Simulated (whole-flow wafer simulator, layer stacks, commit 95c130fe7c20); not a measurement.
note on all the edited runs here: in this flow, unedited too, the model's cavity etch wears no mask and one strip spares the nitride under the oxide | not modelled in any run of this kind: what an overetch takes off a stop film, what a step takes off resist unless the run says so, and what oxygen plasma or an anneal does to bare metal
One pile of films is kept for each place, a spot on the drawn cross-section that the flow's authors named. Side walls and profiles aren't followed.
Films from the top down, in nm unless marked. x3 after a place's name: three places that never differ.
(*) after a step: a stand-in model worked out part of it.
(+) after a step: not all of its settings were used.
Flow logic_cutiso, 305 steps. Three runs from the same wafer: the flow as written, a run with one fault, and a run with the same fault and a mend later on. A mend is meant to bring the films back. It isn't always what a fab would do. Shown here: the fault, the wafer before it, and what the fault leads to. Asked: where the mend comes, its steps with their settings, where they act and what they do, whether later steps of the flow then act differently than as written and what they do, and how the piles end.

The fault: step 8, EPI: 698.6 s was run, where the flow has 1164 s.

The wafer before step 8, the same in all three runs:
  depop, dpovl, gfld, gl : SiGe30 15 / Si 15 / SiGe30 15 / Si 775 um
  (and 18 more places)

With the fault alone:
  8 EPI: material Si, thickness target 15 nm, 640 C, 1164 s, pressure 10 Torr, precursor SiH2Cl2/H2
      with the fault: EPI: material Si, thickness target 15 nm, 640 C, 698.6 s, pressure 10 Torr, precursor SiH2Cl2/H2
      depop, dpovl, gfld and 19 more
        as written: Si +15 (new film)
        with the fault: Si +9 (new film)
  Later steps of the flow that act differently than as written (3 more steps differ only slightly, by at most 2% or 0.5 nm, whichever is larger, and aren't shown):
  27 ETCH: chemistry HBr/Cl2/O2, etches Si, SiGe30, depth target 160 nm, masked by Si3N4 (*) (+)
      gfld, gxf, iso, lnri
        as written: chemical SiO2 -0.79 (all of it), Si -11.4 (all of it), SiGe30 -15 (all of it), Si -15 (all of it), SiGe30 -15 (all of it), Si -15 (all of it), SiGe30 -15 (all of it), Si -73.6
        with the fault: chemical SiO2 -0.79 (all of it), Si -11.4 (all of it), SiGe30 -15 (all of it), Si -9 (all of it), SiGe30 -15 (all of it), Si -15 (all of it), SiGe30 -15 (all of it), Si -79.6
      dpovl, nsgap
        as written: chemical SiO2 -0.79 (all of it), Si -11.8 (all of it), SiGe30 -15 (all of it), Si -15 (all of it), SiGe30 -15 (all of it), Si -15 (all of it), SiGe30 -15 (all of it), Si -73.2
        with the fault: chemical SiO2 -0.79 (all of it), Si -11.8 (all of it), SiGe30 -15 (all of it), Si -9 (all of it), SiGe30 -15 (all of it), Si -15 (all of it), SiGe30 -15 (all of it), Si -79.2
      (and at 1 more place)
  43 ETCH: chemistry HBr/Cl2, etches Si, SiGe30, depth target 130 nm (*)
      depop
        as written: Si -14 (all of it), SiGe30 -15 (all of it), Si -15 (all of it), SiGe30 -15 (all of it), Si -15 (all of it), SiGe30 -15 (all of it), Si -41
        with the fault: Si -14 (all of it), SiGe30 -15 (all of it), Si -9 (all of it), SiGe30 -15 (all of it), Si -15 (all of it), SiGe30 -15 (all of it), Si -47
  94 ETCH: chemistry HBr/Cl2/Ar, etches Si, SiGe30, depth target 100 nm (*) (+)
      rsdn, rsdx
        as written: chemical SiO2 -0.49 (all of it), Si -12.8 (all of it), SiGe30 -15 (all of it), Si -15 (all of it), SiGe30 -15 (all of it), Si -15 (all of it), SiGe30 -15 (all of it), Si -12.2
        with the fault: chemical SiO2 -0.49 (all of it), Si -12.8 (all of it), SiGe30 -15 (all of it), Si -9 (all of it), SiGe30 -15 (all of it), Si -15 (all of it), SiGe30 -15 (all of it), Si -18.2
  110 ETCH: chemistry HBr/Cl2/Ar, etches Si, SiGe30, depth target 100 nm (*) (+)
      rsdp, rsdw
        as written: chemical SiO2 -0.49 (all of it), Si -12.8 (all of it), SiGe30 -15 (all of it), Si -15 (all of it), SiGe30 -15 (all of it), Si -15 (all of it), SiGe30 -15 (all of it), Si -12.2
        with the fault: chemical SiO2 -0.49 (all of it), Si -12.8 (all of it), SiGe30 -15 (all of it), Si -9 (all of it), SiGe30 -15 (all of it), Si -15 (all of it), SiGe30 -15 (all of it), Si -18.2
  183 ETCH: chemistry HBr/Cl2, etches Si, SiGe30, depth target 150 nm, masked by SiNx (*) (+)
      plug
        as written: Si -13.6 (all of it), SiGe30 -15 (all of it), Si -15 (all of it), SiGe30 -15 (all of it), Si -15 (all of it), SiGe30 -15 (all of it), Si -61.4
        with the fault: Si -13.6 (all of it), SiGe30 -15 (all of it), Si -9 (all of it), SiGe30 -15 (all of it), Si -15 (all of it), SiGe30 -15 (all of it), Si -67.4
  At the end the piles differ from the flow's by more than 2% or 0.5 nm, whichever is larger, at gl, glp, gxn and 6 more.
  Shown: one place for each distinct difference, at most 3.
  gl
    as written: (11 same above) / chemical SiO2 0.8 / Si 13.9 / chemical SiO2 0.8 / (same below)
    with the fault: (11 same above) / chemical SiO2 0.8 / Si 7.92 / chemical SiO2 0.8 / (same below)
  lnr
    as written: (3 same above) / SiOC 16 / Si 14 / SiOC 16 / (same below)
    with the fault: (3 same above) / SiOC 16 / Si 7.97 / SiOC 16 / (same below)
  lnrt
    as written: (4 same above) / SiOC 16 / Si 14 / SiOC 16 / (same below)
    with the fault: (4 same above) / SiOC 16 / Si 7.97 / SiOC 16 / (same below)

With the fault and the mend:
  The mend comes after step 8.
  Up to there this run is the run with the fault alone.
  8a EPI: material Si, thickness target 15 nm, 640 C, 465.8 s, pressure 10 Torr, precursor SiH2Cl2/H2 (the flow's step 8 once more, with other settings)
      depop, dpovl, gfld and 19 more
        Si +6
  No later step of the flow acts differently than as written at any place that is followed.
  At the end the piles are the same as the flow's at every place that both follow.
